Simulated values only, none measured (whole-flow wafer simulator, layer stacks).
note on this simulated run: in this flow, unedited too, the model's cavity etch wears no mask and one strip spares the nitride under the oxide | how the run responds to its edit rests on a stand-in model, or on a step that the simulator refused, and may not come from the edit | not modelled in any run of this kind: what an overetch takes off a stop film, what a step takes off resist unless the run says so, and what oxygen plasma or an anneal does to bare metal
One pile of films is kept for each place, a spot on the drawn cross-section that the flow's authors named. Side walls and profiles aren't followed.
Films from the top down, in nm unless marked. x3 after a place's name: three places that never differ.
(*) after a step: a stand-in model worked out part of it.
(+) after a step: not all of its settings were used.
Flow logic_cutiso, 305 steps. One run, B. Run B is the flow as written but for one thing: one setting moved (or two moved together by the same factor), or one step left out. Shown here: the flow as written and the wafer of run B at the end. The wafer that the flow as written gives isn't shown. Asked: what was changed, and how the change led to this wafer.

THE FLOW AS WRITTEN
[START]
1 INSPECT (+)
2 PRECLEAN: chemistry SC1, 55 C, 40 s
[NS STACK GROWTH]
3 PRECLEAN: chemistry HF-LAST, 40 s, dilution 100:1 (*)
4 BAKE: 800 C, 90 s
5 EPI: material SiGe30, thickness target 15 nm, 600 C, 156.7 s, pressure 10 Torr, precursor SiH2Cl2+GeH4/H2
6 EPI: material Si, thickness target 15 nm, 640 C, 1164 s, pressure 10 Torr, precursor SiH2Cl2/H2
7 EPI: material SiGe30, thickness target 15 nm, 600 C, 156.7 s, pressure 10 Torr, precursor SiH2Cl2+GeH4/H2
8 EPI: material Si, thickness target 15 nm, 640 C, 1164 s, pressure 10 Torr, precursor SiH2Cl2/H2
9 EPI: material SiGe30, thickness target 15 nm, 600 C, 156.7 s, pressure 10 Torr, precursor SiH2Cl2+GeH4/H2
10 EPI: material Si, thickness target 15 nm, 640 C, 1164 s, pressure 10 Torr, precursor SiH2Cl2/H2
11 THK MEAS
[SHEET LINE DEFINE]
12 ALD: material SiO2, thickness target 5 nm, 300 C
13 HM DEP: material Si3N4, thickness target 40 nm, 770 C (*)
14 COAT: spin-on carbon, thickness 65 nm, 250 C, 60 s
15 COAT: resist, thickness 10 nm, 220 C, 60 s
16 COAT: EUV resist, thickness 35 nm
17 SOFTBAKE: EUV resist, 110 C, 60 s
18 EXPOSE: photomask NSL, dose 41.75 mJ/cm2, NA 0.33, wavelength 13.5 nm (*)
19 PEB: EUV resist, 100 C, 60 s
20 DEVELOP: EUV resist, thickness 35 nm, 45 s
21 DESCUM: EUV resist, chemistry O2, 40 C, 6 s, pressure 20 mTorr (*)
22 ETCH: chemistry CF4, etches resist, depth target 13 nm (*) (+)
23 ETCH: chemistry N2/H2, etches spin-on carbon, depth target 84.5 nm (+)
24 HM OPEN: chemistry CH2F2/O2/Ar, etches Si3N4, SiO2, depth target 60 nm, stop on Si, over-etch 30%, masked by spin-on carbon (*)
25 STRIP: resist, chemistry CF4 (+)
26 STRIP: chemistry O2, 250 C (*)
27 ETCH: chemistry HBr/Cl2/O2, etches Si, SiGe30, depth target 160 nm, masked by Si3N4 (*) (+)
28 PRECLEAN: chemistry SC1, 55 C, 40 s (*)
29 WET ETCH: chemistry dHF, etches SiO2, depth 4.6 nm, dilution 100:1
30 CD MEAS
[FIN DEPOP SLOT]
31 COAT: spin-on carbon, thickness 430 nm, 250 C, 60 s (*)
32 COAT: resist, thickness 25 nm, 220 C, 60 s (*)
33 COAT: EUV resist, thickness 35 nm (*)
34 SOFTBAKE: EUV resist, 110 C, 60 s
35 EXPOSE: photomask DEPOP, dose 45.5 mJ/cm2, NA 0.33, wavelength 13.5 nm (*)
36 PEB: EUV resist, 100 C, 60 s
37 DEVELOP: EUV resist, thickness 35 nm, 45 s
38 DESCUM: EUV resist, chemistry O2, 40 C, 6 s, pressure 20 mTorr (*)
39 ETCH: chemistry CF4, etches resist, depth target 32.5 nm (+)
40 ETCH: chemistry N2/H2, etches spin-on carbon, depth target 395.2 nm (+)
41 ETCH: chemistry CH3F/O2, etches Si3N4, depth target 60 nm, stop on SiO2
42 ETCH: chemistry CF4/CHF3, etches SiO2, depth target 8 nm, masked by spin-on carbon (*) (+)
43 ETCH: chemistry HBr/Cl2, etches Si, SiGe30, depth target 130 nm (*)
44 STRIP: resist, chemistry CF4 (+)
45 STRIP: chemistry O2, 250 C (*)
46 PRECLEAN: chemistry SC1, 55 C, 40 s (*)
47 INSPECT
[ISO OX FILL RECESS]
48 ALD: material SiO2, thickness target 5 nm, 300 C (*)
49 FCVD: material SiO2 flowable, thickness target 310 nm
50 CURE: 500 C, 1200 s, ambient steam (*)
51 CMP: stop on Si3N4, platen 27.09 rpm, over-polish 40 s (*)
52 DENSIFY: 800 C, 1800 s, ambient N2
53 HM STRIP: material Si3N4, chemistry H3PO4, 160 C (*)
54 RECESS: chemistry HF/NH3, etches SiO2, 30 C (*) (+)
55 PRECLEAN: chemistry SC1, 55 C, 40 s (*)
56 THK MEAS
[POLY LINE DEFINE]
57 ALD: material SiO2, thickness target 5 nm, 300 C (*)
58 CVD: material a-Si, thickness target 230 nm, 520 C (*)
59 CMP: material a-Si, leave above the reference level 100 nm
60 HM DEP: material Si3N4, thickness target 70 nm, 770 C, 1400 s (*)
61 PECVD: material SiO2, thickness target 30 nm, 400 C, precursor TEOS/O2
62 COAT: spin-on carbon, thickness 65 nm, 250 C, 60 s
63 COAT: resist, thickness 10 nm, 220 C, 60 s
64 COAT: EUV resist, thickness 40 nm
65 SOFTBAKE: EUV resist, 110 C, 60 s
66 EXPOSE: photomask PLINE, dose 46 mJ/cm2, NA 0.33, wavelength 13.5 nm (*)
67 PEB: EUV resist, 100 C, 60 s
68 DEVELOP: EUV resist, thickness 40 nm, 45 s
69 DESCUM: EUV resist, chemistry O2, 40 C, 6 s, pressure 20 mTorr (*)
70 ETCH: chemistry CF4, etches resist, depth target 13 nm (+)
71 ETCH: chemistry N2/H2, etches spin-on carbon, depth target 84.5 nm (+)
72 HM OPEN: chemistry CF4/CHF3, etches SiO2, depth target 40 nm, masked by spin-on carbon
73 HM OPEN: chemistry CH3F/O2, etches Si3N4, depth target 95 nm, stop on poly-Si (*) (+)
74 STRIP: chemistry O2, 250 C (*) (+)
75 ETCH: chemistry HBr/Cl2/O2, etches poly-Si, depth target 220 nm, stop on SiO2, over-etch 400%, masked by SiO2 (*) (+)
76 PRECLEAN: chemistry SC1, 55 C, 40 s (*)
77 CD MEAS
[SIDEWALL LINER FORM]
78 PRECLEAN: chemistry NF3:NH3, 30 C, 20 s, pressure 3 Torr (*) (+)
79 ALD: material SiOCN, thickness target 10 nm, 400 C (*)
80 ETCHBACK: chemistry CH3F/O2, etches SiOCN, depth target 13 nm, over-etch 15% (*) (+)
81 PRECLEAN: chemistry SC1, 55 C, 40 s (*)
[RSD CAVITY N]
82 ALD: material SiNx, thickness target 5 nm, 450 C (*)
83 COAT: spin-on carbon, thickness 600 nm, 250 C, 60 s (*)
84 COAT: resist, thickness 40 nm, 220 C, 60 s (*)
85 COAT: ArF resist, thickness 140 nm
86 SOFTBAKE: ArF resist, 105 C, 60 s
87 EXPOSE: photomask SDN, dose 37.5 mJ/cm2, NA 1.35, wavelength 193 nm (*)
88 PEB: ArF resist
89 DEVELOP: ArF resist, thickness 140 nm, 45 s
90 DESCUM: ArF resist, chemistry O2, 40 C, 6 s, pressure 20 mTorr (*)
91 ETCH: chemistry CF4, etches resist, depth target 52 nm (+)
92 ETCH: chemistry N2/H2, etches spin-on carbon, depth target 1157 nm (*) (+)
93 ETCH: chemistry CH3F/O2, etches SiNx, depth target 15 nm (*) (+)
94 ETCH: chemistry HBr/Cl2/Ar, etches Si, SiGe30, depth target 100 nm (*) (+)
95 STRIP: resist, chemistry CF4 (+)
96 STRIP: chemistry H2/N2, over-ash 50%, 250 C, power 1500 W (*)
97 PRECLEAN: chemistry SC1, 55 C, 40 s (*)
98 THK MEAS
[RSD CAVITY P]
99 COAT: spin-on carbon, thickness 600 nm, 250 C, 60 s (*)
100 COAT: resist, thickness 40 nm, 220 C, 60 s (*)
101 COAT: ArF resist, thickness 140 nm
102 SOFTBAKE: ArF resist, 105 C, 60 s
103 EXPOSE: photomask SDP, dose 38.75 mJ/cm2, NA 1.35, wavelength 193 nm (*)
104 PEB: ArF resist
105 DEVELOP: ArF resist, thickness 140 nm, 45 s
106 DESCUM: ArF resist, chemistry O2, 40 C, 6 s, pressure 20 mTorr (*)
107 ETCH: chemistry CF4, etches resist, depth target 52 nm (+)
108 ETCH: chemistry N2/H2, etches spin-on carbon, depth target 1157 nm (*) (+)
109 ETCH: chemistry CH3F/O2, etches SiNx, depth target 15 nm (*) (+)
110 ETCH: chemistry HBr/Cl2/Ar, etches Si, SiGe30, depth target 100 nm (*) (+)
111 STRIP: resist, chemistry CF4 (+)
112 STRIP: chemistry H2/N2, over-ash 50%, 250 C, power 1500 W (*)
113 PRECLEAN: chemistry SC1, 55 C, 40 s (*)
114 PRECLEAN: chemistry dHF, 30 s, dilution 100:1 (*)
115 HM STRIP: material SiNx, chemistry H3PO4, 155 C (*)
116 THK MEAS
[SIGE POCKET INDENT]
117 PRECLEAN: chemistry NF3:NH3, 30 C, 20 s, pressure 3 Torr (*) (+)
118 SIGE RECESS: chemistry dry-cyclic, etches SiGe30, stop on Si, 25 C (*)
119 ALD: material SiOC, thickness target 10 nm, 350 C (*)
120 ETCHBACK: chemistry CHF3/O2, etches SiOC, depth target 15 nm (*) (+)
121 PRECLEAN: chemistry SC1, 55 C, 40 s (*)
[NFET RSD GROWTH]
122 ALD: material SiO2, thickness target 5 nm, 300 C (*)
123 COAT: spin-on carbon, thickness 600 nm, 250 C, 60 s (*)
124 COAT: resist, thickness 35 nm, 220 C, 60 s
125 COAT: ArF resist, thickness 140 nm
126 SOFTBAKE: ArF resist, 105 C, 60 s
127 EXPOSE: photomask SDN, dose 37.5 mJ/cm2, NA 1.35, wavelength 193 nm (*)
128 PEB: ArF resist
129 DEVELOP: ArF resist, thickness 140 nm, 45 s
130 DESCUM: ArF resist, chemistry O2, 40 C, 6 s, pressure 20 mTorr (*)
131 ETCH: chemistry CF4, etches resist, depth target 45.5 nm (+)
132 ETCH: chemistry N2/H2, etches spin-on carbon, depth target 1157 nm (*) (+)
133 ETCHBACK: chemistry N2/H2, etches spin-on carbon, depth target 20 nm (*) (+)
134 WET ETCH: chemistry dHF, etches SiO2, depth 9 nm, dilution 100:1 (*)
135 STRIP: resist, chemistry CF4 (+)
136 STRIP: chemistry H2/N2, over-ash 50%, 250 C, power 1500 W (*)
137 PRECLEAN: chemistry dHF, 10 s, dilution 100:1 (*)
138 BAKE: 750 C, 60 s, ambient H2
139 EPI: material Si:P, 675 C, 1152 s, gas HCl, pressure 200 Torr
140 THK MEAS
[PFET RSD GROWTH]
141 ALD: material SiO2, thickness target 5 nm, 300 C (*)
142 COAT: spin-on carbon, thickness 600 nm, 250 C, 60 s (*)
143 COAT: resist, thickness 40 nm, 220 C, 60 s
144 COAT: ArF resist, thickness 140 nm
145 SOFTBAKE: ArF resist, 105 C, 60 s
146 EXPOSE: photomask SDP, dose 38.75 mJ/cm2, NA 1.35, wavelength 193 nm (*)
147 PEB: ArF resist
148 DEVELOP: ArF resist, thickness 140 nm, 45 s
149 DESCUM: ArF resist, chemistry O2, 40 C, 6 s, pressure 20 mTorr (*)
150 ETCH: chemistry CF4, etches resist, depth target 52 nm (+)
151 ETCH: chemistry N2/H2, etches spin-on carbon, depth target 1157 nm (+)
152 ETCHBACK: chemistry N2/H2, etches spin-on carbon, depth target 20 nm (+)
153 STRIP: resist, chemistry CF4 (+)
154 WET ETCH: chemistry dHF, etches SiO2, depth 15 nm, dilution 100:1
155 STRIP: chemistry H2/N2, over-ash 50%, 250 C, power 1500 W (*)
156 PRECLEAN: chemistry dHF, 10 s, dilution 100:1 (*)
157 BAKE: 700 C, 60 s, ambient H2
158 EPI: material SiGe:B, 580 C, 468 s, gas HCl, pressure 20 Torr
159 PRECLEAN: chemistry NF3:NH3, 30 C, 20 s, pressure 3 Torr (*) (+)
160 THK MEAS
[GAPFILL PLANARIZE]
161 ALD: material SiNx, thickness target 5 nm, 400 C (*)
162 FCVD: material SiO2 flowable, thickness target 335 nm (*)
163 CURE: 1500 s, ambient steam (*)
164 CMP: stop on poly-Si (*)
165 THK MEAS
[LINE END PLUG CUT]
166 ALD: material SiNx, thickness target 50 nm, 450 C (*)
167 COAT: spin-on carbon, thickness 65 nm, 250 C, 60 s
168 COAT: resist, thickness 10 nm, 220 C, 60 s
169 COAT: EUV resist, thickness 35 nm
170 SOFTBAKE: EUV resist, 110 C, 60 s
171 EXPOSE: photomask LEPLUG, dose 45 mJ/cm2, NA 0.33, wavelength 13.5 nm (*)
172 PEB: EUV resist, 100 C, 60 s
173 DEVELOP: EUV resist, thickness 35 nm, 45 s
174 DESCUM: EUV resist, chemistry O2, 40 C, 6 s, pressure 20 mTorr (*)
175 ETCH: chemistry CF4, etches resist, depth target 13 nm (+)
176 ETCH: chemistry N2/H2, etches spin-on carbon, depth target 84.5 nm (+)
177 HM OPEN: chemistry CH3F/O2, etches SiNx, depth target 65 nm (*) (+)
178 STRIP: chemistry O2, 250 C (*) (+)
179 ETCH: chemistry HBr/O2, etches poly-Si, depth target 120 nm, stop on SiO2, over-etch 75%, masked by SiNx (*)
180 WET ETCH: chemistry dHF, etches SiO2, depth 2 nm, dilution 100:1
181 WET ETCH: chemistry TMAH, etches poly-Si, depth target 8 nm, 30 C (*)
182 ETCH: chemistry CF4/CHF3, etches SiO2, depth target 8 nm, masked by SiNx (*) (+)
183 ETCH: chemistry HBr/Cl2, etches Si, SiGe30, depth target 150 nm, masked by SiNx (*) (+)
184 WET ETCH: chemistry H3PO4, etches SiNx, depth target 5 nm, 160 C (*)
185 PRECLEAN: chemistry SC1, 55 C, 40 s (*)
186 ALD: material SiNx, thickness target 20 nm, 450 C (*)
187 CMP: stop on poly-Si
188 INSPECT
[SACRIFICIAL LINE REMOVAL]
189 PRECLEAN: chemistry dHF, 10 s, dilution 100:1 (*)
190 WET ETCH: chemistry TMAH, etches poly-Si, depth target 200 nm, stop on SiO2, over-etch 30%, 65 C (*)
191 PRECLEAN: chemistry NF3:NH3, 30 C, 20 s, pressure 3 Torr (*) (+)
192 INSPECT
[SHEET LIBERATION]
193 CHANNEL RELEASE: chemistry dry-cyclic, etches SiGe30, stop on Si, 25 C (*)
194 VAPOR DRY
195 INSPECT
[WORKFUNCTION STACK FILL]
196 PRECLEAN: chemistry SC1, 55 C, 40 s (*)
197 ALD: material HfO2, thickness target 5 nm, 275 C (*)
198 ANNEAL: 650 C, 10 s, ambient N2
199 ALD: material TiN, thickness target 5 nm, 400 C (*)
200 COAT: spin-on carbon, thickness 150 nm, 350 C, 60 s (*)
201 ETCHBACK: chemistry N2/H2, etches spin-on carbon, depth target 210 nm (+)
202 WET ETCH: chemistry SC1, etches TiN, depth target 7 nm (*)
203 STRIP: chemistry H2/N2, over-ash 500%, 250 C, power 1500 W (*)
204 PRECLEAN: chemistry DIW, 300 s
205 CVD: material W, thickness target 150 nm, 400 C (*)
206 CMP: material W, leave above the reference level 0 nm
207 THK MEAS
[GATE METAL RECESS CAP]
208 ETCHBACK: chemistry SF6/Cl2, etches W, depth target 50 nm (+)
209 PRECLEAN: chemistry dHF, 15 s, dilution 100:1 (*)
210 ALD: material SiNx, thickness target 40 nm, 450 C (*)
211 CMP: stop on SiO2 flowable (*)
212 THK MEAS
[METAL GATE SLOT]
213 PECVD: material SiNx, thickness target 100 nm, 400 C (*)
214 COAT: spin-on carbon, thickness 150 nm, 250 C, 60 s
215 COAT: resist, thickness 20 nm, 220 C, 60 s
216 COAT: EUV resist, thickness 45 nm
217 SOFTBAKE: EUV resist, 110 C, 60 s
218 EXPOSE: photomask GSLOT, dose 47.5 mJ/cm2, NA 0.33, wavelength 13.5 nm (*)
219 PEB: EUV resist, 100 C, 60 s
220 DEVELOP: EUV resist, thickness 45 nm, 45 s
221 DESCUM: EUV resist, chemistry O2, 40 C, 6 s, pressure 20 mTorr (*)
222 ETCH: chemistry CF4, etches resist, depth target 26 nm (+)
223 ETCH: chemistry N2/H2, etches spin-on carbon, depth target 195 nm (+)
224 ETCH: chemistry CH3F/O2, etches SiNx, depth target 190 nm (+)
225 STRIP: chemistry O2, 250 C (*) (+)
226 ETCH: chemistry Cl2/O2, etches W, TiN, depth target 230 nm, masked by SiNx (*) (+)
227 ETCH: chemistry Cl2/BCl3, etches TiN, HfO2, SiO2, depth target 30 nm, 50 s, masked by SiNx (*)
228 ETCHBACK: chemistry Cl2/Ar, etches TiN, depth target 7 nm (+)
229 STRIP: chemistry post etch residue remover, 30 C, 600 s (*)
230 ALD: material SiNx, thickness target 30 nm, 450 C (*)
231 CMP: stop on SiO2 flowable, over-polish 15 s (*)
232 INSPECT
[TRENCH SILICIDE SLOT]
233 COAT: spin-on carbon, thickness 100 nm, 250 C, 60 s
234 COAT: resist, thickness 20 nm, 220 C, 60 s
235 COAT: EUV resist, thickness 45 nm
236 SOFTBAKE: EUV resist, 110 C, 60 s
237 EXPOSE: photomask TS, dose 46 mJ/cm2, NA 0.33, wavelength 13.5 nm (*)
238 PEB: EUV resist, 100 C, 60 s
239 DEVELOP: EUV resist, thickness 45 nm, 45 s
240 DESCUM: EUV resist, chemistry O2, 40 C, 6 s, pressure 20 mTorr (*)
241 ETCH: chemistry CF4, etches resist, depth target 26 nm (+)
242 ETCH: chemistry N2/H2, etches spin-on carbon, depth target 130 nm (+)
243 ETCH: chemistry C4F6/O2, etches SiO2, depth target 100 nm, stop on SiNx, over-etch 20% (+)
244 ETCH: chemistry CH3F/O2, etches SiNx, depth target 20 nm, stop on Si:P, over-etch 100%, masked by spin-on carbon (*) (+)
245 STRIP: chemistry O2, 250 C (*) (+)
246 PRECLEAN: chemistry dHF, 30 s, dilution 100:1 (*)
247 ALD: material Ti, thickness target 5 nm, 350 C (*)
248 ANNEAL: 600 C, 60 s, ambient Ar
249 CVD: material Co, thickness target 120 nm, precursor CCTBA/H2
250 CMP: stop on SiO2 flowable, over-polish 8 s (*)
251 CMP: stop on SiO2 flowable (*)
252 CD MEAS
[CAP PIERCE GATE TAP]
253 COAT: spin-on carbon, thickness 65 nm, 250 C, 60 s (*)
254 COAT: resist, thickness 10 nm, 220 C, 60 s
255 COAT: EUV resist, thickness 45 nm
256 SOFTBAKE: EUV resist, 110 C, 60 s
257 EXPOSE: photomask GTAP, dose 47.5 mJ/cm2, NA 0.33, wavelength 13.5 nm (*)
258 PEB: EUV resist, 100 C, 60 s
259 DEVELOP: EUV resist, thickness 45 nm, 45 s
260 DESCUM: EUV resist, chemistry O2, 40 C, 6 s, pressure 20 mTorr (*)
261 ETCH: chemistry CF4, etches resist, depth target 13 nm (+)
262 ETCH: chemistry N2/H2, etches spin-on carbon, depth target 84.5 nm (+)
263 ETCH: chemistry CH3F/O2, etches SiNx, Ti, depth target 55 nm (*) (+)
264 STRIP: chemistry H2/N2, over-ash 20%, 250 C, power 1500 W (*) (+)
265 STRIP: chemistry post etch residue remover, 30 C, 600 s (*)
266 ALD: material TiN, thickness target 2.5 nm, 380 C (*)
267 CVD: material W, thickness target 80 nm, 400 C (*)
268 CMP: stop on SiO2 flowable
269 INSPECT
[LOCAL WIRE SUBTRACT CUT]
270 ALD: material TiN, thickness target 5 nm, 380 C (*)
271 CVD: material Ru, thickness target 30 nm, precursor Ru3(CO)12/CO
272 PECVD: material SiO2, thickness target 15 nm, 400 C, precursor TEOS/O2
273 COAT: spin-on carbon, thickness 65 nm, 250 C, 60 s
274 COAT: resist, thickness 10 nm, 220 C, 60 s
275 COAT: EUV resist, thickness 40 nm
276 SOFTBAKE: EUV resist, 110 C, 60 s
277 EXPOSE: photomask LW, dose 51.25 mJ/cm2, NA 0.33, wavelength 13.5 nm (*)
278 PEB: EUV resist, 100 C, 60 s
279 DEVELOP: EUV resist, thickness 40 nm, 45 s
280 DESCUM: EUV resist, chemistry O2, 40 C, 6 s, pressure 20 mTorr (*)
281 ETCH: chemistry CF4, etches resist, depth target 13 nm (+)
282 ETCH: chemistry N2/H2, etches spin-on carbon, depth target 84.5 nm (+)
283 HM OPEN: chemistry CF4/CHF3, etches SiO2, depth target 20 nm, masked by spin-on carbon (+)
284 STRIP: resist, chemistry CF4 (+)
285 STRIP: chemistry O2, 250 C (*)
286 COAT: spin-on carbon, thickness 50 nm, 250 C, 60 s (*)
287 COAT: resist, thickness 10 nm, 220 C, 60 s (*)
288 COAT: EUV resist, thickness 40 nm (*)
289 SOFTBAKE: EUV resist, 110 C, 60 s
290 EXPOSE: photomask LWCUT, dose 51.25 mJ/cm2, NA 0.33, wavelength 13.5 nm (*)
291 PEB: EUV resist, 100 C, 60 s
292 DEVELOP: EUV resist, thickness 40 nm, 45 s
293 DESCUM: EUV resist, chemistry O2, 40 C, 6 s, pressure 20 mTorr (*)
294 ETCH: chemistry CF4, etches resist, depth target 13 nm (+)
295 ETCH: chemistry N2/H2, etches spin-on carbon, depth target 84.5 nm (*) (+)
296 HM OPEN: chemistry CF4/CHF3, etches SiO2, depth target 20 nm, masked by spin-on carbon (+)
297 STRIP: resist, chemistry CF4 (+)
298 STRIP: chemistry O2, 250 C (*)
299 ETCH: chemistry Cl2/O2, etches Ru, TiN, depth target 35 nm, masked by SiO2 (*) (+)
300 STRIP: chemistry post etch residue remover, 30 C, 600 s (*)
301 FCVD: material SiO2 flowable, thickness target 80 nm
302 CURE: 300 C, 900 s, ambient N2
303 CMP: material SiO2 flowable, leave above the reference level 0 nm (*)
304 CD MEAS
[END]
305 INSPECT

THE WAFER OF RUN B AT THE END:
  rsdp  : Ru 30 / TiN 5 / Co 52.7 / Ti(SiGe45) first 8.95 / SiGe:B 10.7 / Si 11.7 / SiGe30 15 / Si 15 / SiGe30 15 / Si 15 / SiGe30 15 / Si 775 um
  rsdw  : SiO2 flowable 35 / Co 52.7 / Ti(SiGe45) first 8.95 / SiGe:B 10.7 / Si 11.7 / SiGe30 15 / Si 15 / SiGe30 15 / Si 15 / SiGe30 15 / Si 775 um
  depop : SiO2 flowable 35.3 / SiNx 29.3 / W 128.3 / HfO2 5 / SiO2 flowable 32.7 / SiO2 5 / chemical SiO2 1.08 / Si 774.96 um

The cause: step 108, ETCH: chemistry N2/H2, etches spin-on carbon, depth target 1157 nm (*) (+), was left out.

How the change led to this, step by step:
  109 ETCH: chemistry CH3F/O2, etches SiNx, depth target 15 nm (*) (+)
      depop, dpovl, gfld and 14 more: nothing (as written it would be: resist -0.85)
      glp, gxp: nothing (as written it would be: SiNx -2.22 (all of it), SiO2 -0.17)
      (and at 3 more places)
  110 ETCH: chemistry HBr/Cl2/Ar, etches Si, SiGe30, depth target 100 nm (*) (+)
      rsdp, rsdw: nothing (as written it would be: chemical SiO2 -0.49 (all of it), Si -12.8 (all of it), SiGe30 -15 (all of it), Si -15 (all of it), SiGe30 -15 (all of it), Si -15 (all of it), SiGe30 -15 (all of it), Si -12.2)
  111 STRIP: resist, chemistry CF4 (+)
      depop, dpovl, gfld and 6 more: ArF resist -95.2 (all of it), resist -40 (all of it) (as written it would be: resist -14 (all of it))
      gl, gxf, gxn, lnr, lnrt, rsdn, rsdx: ArF resist -95.2 (all of it), resist -40.1 (all of it) (as written it would be: resist -14.1 (all of it))
      (and at 1 more place)
  112 STRIP: chemistry H2/N2, over-ash 50%, 250 C, power 1500 W (*)
      glp, gxp: spin-on carbon -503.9 (all of it) (as written it would be: nothing)
      rsdp, rsdw: spin-on carbon -691.7 (all of it) (as written it would be: nothing)
      (and at 1 more place)
  114 PRECLEAN: chemistry dHF, 30 s, dilution 100:1 (*)
      glp, gxp: SiNx -1 (as written it would be: SiO2 -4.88)
      rsdp, rsdw: SiNx -1 (as written it would be: chemical SiO2 -0.49 (all of it))
      (and at 1 more place)
  115 HM STRIP: material SiNx, chemistry H3PO4, 155 C (*)
      glp, gxp: SiNx -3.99 (all of it), SiO2 -0.18 (as written it would be: SiO2 -0.47)
      rsdp, rsdw: SiNx -3.99 (all of it), chemical SiO2 +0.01 (as written it would be: chemical SiO2 +0.5 (new film), Si -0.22)
      (and at 1 more place)
  119 ALD: material SiOC, thickness target 10 nm, 350 C (*)
      gxp: SiOC +10 (new film) (as written it would be: SiOC +11 (new film))
  120 ETCHBACK: chemistry CHF3/O2, etches SiOC, depth target 15 nm (*) (+)
      rsdp, rsdw: SiOC -10 (all of it), Si -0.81 (as written it would be: SiOC -10 (all of it))
      glp: SiOC -10 (all of it), SiO2 -5 (as written it would be: SiOC -10 (all of it), SiO2 -4.25 (all of it), Si3N4 -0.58)
      (and at 1 more place)
  122 ALD: material SiO2, thickness target 5 nm, 300 C (*)
      glp: SiO2 +5 (as written it would be: SiO2 +5 (new film))
      gxp: SiO2 +5 (as written it would be: SiO2 +6.75 (new film))
  123 COAT: spin-on carbon, thickness 600 nm, 250 C, 60 s (*)
      gfld, lnr, lnrt: spin-on carbon +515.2 (new film) (as written it would be: spin-on carbon +501.8 (new film))
      gl, tap: spin-on carbon +520.4 (new film) (as written it would be: spin-on carbon +507 (new film))
      (and at 8 more places)
  132 ETCH: chemistry N2/H2, etches spin-on carbon, depth target 1157 nm (*) (+)
      gl, tap: spin-on carbon -515.2 (all of it), SiO2 -5 (all of it), Si3N4 -0.5 (as written it would be: spin-on carbon -501.7 (all of it), SiO2 -5 (all of it), Si3N4 -0.5)
      gxn: spin-on carbon -512.8 (all of it), SiO2 -6.06 (as written it would be: spin-on carbon -499.4 (all of it), SiO2 -6.06)
      (and at 2 more places)
  135 STRIP: resist, chemistry CF4 (+)
      gxf, gxp, plug: resist -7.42 (all of it) (as written it would be: resist -7.93 (all of it))
      gl: Si3N4 -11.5 (as written it would be: Si3N4 -12.3)
      (and at 6 more places)
  136 STRIP: chemistry H2/N2, over-ash 50%, 250 C, power 1500 W (*)
      gxf, plug: spin-on carbon -515.3 (all of it) (as written it would be: spin-on carbon -501.8 (all of it))
      rsdp, rsdw: spin-on carbon -697.1 (all of it) (as written it would be: spin-on carbon -783.2 (all of it))
      (and at 4 more places)
  141 ALD: material SiO2, thickness target 5 nm, 300 C (*)
      gxn: SiO2 +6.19 (new film) (as written it would be: SiO2 +10.1 (new film))
  142 COAT: spin-on carbon, thickness 600 nm, 250 C, 60 s (*)
      gxf, plug: spin-on carbon +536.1 (new film) (as written it would be: spin-on carbon +525.3 (new film))
      gxn: spin-on carbon +552 (new film) (as written it would be: spin-on carbon +537.9 (new film))
      (and at 3 more places)
  151 ETCH: chemistry N2/H2, etches spin-on carbon, depth target 1157 nm (+)
      rsdp, rsdw: spin-on carbon -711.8 (all of it), SiO2 -1.81 (as written it would be: spin-on carbon -800.8 (all of it))
  ... 5 more steps ...
  164 CMP: stop on poly-Si (*)
      gxn: SiO2 flowable -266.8 (all of it), SiNx -5 (all of it), Si3N4 -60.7 (all of it) (as written it would be: SiO2 flowable -264.5 (all of it), SiNx -5 (all of it), SiO2 -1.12 (all of it), Si3N4 -60.3 (all of it))
      lnrp: SiO2 flowable -252.8 (all of it), SiNx -5 (all of it), SiOCN -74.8 (as written it would be: SiO2 flowable -252.8 (all of it), SiNx -5 (all of it), SiOCN -73.3)
